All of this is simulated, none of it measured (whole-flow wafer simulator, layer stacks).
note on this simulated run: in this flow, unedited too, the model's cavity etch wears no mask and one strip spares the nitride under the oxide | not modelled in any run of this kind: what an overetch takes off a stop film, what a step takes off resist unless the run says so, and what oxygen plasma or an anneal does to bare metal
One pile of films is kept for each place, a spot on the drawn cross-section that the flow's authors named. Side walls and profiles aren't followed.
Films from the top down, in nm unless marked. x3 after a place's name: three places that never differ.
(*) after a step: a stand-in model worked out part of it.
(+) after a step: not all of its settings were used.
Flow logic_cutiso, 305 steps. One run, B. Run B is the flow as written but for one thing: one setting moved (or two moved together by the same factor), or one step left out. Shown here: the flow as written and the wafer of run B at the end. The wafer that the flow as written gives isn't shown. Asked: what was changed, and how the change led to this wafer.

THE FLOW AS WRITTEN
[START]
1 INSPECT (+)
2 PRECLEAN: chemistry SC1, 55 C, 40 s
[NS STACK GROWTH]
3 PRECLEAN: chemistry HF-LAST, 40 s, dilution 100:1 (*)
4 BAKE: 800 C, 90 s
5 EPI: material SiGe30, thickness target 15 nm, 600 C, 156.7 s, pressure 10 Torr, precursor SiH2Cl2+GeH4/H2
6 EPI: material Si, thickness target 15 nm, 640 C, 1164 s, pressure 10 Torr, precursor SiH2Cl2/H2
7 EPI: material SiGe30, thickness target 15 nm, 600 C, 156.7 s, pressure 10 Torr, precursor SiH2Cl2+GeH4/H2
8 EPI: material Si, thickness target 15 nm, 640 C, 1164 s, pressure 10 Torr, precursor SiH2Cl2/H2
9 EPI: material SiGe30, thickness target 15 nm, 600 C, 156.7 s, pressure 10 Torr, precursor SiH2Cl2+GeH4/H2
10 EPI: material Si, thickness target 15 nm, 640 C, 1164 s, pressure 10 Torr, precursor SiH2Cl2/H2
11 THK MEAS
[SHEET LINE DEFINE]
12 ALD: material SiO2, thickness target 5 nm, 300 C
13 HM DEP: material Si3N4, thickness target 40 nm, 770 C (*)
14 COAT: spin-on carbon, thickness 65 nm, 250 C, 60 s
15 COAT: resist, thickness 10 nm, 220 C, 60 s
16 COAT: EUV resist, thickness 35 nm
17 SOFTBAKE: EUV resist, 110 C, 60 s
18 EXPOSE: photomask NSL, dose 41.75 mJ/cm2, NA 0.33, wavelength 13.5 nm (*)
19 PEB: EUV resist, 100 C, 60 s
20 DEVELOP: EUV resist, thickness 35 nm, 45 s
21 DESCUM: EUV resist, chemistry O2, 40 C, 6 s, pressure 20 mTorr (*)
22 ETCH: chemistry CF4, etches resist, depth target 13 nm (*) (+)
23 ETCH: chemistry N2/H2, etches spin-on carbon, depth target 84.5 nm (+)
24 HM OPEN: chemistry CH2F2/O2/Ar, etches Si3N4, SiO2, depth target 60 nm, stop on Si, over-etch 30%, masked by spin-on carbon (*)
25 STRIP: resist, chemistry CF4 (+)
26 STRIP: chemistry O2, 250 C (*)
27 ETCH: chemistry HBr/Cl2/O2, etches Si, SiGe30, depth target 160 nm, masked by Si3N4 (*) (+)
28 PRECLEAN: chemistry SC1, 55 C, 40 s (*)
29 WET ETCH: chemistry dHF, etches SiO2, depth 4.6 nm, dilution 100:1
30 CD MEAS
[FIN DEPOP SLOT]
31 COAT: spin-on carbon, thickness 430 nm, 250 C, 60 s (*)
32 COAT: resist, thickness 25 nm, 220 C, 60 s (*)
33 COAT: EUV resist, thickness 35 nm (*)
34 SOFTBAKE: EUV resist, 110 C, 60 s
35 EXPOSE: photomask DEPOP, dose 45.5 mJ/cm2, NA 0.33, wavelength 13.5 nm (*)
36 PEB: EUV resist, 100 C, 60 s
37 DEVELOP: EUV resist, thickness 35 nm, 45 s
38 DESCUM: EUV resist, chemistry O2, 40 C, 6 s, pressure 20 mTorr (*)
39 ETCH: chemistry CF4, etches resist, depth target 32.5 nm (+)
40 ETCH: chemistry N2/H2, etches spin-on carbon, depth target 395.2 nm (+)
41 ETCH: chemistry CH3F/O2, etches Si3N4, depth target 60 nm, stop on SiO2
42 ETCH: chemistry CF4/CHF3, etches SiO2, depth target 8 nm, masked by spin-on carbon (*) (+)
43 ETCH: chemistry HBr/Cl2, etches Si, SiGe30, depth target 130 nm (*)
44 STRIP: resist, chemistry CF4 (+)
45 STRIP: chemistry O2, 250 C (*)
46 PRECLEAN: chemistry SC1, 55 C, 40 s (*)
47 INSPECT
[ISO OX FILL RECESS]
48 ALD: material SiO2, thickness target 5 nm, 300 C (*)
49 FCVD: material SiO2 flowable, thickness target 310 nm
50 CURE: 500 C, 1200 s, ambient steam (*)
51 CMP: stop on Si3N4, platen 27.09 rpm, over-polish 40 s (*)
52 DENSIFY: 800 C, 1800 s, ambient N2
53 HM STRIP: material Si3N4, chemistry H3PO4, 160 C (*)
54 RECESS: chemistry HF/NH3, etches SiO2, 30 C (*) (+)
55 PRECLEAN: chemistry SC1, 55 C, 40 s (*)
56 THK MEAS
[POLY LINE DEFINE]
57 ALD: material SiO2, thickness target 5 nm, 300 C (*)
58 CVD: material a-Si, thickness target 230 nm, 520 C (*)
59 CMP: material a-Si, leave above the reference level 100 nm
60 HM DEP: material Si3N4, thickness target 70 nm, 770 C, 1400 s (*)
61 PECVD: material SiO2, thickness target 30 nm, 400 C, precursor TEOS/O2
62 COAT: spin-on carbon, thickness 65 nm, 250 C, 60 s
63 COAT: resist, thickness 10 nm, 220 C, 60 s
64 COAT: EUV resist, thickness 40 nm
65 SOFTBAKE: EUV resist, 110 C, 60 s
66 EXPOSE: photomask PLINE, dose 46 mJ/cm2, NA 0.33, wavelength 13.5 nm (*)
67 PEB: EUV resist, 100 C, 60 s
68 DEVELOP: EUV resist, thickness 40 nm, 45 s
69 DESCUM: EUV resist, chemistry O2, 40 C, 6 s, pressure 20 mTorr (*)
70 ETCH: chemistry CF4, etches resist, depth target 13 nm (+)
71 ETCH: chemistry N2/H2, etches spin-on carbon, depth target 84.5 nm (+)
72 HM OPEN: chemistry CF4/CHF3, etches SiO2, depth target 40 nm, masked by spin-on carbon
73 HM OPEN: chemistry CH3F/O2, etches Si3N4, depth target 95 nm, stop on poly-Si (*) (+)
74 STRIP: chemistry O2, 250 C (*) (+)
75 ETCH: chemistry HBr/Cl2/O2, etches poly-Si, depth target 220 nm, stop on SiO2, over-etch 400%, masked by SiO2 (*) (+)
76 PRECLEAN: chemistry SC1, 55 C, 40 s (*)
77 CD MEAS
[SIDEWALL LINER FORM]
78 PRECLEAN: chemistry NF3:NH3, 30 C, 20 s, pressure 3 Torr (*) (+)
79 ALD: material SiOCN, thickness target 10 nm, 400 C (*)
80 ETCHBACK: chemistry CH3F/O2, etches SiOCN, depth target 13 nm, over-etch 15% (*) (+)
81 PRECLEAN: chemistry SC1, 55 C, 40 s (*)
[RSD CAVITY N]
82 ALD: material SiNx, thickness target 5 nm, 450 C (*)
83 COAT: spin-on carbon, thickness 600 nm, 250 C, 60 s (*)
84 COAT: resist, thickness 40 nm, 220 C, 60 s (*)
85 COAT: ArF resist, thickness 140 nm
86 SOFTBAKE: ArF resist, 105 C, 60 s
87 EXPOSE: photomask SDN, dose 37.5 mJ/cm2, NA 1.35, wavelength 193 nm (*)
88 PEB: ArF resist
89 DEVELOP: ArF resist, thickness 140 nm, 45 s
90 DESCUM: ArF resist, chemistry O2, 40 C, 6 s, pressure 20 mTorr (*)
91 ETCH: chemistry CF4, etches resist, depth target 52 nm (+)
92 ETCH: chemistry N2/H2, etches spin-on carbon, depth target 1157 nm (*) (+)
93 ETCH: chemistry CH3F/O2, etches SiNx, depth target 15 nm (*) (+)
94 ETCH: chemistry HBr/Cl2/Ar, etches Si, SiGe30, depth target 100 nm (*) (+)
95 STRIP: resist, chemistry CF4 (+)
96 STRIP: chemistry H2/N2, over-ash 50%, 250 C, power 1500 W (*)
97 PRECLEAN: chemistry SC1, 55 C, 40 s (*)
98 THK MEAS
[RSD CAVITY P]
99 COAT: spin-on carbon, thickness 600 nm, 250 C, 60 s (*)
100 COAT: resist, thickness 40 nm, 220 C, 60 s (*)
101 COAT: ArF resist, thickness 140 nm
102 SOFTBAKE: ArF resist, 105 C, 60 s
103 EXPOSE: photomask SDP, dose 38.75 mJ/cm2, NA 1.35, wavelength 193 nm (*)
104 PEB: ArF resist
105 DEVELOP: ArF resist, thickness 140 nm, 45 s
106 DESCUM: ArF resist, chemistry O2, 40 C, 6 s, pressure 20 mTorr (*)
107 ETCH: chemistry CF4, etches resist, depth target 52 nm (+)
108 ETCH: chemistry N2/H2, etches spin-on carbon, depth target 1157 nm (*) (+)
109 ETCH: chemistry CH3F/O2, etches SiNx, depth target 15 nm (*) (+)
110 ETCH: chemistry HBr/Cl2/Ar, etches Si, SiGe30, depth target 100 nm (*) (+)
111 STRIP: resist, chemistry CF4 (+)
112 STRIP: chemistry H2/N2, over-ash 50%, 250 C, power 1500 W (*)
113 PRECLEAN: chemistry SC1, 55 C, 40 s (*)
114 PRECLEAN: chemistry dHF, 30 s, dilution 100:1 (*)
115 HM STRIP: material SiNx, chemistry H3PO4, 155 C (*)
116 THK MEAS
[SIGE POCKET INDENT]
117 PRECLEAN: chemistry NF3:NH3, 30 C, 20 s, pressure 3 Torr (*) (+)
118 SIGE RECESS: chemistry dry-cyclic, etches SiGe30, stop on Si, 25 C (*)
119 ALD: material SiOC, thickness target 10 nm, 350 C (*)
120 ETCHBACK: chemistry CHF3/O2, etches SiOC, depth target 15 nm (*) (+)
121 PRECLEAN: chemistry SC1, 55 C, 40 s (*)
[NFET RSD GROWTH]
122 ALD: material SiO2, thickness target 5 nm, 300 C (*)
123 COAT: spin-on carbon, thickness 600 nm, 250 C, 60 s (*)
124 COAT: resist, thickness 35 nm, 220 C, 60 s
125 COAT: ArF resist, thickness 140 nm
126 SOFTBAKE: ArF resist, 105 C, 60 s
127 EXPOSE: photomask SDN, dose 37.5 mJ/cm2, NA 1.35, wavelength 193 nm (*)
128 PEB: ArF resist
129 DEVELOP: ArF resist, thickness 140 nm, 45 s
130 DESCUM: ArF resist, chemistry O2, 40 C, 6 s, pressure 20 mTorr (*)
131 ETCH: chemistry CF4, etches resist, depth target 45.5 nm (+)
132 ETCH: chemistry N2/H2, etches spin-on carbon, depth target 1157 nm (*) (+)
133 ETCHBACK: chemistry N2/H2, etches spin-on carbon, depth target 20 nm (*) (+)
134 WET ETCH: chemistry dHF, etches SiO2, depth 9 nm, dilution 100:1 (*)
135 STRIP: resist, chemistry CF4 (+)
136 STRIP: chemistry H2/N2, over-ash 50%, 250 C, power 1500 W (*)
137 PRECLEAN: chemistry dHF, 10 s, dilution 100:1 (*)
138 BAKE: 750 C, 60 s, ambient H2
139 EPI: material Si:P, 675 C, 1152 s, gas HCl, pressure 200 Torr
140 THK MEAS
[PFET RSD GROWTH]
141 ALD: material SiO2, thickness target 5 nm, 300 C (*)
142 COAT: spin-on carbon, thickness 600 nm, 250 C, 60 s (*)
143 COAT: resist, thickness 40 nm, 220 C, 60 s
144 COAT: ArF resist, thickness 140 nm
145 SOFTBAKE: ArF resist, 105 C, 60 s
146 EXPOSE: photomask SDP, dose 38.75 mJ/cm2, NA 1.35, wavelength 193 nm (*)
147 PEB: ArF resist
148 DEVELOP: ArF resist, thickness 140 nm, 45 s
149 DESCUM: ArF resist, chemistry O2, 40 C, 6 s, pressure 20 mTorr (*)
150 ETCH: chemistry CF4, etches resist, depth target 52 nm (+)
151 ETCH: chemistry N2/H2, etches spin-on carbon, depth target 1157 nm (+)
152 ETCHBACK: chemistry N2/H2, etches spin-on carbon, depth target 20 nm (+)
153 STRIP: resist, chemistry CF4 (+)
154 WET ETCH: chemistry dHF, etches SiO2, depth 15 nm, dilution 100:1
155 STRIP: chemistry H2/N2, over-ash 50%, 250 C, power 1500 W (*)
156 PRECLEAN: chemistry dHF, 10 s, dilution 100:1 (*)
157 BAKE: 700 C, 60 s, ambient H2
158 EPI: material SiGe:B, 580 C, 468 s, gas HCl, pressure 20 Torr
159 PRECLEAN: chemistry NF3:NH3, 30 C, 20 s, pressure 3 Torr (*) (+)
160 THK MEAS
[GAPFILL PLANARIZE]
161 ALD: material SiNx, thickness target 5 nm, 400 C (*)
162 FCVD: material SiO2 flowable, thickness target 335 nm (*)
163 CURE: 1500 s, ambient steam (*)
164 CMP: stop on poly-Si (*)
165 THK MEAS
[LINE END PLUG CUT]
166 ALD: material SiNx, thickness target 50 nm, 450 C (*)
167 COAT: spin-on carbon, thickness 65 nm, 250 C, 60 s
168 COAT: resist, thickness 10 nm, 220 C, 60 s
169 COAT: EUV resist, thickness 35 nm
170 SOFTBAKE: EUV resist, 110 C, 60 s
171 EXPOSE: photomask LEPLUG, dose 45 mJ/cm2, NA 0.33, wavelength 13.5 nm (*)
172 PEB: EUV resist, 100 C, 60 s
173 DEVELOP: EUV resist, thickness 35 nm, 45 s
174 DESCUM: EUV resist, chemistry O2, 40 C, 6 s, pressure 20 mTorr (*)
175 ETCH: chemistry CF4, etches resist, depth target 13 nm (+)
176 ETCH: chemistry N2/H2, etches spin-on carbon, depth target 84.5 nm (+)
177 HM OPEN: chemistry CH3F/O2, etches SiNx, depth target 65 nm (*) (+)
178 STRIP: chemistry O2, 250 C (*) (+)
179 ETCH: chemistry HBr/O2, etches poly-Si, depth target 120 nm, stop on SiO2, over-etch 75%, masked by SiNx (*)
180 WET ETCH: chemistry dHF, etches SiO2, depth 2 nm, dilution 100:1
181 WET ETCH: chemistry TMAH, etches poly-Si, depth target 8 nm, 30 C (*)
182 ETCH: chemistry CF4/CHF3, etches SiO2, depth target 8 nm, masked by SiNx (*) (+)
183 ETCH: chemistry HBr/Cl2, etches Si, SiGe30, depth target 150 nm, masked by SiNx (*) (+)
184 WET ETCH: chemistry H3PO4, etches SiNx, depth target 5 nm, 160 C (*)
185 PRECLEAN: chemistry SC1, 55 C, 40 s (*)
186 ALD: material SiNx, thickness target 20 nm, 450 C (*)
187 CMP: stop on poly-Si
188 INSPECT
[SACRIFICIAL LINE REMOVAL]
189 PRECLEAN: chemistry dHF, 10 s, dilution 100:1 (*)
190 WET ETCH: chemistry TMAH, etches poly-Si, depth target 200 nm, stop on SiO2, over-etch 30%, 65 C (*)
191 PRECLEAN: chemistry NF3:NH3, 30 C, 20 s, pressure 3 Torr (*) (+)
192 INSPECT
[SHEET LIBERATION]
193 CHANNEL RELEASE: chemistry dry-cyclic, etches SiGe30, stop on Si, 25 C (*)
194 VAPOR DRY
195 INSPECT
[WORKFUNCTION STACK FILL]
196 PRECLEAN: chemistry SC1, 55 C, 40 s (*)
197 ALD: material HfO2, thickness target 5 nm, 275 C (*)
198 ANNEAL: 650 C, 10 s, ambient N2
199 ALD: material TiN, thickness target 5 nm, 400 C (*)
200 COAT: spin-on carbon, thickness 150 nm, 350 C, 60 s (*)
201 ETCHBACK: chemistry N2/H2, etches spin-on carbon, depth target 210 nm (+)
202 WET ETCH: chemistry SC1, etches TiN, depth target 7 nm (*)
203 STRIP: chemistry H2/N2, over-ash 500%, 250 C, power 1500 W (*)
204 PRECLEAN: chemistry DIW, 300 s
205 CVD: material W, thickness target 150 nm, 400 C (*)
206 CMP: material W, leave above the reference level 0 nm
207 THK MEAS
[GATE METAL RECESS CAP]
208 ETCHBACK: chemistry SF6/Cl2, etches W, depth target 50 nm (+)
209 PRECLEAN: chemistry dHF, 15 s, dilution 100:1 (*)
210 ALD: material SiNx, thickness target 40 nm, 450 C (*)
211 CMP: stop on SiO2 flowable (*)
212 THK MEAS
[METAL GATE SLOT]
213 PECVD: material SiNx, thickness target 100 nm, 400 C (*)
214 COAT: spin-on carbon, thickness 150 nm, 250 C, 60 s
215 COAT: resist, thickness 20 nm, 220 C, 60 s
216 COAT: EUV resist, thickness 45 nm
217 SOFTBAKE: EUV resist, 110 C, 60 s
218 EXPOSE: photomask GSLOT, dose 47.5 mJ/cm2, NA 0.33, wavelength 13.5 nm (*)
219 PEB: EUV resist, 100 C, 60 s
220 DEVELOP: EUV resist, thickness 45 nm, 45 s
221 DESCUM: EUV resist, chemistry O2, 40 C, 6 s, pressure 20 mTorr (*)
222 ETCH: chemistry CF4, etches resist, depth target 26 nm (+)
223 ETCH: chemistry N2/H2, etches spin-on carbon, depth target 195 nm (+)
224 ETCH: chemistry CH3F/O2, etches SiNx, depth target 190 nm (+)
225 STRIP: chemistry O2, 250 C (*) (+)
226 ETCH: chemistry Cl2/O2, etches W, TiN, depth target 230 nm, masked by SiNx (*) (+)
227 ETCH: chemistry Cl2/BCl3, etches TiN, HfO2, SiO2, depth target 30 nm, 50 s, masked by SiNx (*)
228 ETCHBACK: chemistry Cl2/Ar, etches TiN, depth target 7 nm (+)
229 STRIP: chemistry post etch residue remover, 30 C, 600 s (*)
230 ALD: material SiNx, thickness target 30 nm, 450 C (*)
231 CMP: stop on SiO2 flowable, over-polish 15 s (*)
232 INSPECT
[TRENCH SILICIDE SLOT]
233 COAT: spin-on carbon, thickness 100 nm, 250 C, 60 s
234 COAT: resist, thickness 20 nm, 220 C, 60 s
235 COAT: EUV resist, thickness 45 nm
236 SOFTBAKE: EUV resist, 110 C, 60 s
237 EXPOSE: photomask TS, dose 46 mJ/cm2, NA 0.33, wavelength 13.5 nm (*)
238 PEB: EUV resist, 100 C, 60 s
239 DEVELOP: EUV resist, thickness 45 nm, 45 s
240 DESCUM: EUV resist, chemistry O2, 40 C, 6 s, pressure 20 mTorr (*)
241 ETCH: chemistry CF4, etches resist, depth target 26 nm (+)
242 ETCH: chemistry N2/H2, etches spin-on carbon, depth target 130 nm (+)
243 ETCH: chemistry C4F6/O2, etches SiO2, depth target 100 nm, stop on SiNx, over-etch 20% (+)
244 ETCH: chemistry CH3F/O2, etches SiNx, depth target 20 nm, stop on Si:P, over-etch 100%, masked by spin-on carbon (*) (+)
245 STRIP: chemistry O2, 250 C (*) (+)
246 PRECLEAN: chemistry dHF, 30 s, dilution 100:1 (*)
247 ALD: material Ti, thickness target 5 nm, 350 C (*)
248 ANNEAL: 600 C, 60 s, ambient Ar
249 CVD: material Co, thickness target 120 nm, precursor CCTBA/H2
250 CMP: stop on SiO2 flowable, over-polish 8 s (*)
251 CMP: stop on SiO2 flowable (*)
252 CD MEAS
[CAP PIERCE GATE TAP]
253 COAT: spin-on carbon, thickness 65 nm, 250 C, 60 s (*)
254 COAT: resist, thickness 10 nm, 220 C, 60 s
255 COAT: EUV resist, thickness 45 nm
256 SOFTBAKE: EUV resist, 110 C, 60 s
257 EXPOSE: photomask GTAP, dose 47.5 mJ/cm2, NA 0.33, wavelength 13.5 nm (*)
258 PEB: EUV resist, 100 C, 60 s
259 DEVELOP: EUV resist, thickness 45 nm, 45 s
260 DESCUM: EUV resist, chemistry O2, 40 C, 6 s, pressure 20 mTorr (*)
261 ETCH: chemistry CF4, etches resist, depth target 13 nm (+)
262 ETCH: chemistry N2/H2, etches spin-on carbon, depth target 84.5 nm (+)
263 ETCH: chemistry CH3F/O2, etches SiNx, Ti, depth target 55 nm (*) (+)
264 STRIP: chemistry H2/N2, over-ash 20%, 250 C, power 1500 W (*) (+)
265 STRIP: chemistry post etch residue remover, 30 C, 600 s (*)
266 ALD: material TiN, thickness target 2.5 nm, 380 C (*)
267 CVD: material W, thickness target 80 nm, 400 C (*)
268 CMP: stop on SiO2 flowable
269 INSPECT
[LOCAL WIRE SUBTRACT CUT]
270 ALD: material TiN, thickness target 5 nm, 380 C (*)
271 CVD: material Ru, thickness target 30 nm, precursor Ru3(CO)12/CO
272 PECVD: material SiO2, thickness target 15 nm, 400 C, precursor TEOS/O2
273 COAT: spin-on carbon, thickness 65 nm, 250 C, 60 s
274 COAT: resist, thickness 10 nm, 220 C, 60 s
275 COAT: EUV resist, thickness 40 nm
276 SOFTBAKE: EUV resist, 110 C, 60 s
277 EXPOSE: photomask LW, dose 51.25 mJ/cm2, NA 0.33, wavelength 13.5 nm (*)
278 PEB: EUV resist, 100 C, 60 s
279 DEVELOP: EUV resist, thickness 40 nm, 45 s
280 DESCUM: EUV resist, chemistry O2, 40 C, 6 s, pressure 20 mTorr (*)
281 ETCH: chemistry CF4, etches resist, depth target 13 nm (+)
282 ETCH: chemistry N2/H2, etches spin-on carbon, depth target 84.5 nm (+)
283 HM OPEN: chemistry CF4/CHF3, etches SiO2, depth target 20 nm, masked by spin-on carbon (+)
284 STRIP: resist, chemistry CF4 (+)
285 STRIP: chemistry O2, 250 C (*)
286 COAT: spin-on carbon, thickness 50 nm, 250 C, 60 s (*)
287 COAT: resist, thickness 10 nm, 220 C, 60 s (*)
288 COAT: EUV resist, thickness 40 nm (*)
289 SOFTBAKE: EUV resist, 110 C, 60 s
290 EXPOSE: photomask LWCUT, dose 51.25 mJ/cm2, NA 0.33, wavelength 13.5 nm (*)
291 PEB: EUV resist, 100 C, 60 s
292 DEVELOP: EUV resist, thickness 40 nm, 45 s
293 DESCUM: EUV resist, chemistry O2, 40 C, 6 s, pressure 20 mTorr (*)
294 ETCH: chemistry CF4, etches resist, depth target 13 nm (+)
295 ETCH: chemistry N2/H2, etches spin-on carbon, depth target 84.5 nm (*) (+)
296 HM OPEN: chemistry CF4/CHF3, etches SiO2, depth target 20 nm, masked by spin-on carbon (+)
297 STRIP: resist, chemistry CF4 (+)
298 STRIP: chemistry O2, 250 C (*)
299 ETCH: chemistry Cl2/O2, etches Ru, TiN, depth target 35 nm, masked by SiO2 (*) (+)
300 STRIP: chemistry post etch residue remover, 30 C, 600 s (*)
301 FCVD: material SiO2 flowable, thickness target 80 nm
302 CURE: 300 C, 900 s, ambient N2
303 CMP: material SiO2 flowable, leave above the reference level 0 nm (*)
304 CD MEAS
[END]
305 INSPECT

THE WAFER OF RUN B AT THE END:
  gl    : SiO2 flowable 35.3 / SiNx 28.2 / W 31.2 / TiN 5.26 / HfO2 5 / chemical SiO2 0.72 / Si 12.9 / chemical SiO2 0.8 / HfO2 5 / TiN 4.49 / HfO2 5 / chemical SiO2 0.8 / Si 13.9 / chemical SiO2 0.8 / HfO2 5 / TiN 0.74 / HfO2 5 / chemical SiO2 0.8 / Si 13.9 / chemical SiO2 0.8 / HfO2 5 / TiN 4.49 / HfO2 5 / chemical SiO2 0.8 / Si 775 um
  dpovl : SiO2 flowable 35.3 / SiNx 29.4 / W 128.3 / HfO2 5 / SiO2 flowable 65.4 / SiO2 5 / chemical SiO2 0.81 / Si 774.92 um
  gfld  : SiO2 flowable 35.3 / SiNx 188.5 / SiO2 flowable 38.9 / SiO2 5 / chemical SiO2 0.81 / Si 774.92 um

The cause: step 7, EPI: thickness target 11.2 nm was run, where the flow has thickness target 15 nm; step 7, EPI: 117.5 s was run, where the flow has 156.7 s.

How the change led to this, step by step:
  7 EPI: material SiGe30, thickness target 15 nm, 600 C, 156.7 s, pressure 10 Torr, precursor SiH2Cl2+GeH4/H2
      depop, dpovl, gfld and 19 more: SiGe30 +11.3 (new film) (as written it would be: SiGe30 +15 (new film))
  27 ETCH: chemistry HBr/Cl2/O2, etches Si, SiGe30, depth target 160 nm, masked by Si3N4 (*) (+)
      gfld, gxf, iso, lnri: chemical SiO2 -0.79 (all of it), Si -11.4 (all of it), SiGe30 -15 (all of it), Si -15 (all of it), SiGe30 -11.3 (all of it), Si -15 (all of it), SiGe30 -15 (all of it), Si -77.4 (as written it would be: chemical SiO2 -0.79 (all of it), Si -11.4 (all of it), SiGe30 -15 (all of it), Si -15 (all of it), SiGe30 -15 (all of it), Si -15 (all of it), SiGe30 -15 (all of it), Si -73.6)
      dpovl, nsgap: chemical SiO2 -0.79 (all of it), Si -11.8 (all of it), SiGe30 -15 (all of it), Si -15 (all of it), SiGe30 -11.3 (all of it), Si -15 (all of it), SiGe30 -15 (all of it), Si -77 (as written it would be: chemical SiO2 -0.79 (all of it), Si -11.8 (all of it), SiGe30 -15 (all of it), Si -15 (all of it), SiGe30 -15 (all of it), Si -15 (all of it), SiGe30 -15 (all of it), Si -73.2)
      (and at 1 more place)
  43 ETCH: chemistry HBr/Cl2, etches Si, SiGe30, depth target 130 nm (*)
      depop: Si -14 (all of it), SiGe30 -15 (all of it), Si -15 (all of it), SiGe30 -11.3 (all of it), Si -15 (all of it), SiGe30 -15 (all of it), Si -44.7 (as written it would be: Si -14 (all of it), SiGe30 -15 (all of it), Si -15 (all of it), SiGe30 -15 (all of it), Si -15 (all of it), SiGe30 -15 (all of it), Si -41)
  94 ETCH: chemistry HBr/Cl2/Ar, etches Si, SiGe30, depth target 100 nm (*) (+)
      rsdn, rsdx: chemical SiO2 -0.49 (all of it), Si -12.8 (all of it), SiGe30 -15 (all of it), Si -15 (all of it), SiGe30 -11.3 (all of it), Si -15 (all of it), SiGe30 -15 (all of it), Si -15.9 (as written it would be: chemical SiO2 -0.49 (all of it), Si -12.8 (all of it), SiGe30 -15 (all of it), Si -15 (all of it), SiGe30 -15 (all of it), Si -15 (all of it), SiGe30 -15 (all of it), Si -12.2)
  110 ETCH: chemistry HBr/Cl2/Ar, etches Si, SiGe30, depth target 100 nm (*) (+)
      rsdp, rsdw: chemical SiO2 -0.49 (all of it), Si -12.8 (all of it), SiGe30 -15 (all of it), Si -15 (all of it), SiGe30 -11.3 (all of it), Si -15 (all of it), SiGe30 -15 (all of it), Si -15.9 (as written it would be: chemical SiO2 -0.49 (all of it), Si -12.8 (all of it), SiGe30 -15 (all of it), Si -15 (all of it), SiGe30 -15 (all of it), Si -15 (all of it), SiGe30 -15 (all of it), Si -12.2)
  118 SIGE RECESS: chemistry dry-cyclic, etches SiGe30, stop on Si, 25 C (*)
      lnr, lnrp, lnrt: SiOCN -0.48, Si -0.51, cavity +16 (new film), SiGe30 -15 (all of it), Si -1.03, cavity +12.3 (new film), SiGe30 -11.3 (all of it), Si -1.03, cavity +16 (new film), SiGe30 -15 (all of it), Si -0.51 (as written it would be: SiOCN -0.48, Si -0.51, cavity +16 (new film), SiGe30 -15 (all of it), Si -1.03, cavity +16 (new film), SiGe30 -15 (all of it), Si -1.03, cavity +16 (new film), SiGe30 -15 (all of it), Si -0.51)
  119 ALD: material SiOC, thickness target 10 nm, 350 C (*)
      lnr, lnrp, lnrt: SiOC +10 (new film), SiOC +16 (new film), cavity -16 (all of it), SiOC +12.3 (new film), cavity -12.3 (all of it), SiOC +16 (new film), cavity -16 (all of it) (as written it would be: SiOC +10 (new film), SiOC +16 (new film), cavity -16 (all of it), SiOC +16 (new film), cavity -16 (all of it), SiOC +16 (new film), cavity -16 (all of it))
  183 ETCH: chemistry HBr/Cl2, etches Si, SiGe30, depth target 150 nm, masked by SiNx (*) (+)
      plug: Si -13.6 (all of it), SiGe30 -15 (all of it), Si -15 (all of it), SiGe30 -11.3 (all of it), Si -15 (all of it), SiGe30 -15 (all of it), Si -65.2 (as written it would be: Si -13.6 (all of it), SiGe30 -15 (all of it), Si -15 (all of it), SiGe30 -15 (all of it), Si -15 (all of it), SiGe30 -15 (all of it), Si -61.4)
  193 CHANNEL RELEASE: chemistry dry-cyclic, etches SiGe30, stop on Si, 25 C (*)
      gl, glp, gxn, gxp, ns, tap: chemical SiO2 +0.8 (new film), Si -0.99, chemical SiO2 +0.8 (new film), cavity +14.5 (new film), chemical SiO2 +0.8 (new film), SiGe30 -15 (all of it), Si -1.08, chemical SiO2 +0.8 (new film), cavity +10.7 (new film), chemical SiO2 +0.8 (new film), SiGe30 -11.3 (all of it), Si -1.08, chemical SiO2 +0.8 (new film), cavity +14.5 (new film), chemical SiO2 +0.8 (new film), SiGe30 -15 (all of it), Si -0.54 (as written it would be: chemical SiO2 +0.8 (new film), Si -0.99, chemical SiO2 +0.8 (new film), cavity +14.5 (new film), chemical SiO2 +0.8 (new film), SiGe30 -15 (all of it), Si -1.08, chemical SiO2 +0.8 (new film), cavity +14.5 (new film), chemical SiO2 +0.8 (new film), SiGe30 -15 (all of it), Si -1.08, chemical SiO2 +0.8 (new film), cavity +14.5 (new film), chemical SiO2 +0.8 (new film), SiGe30 -15 (all of it), Si -0.54)
  199 ALD: material TiN, thickness target 5 nm, 400 C (*)
      gl, glp, tap: TiN +5.26 (new film), TiN +4.49 (new film), cavity -4.49 (all of it), TiN +0.74 (new film), cavity -0.74 (all of it), TiN +4.49 (new film), cavity -4.49 (all of it) (as written it would be: TiN +5.26 (new film), TiN +4.49 (new film), cavity -4.49 (all of it), TiN +4.49 (new film), cavity -4.49 (all of it), TiN +4.49 (new film), cavity -4.49 (all of it))
      gxn, gxp, ns: TiN +5 (new film), TiN +4.49 (new film), cavity -4.49 (all of it), TiN +0.74 (new film), cavity -0.74 (all of it), TiN +4.49 (new film), cavity -4.49 (all of it) (as written it would be: TiN +5 (new film), TiN +4.49 (new film), cavity -4.49 (all of it), TiN +4.49 (new film), cavity -4.49 (all of it), TiN +4.49 (new film), cavity -4.49 (all of it))
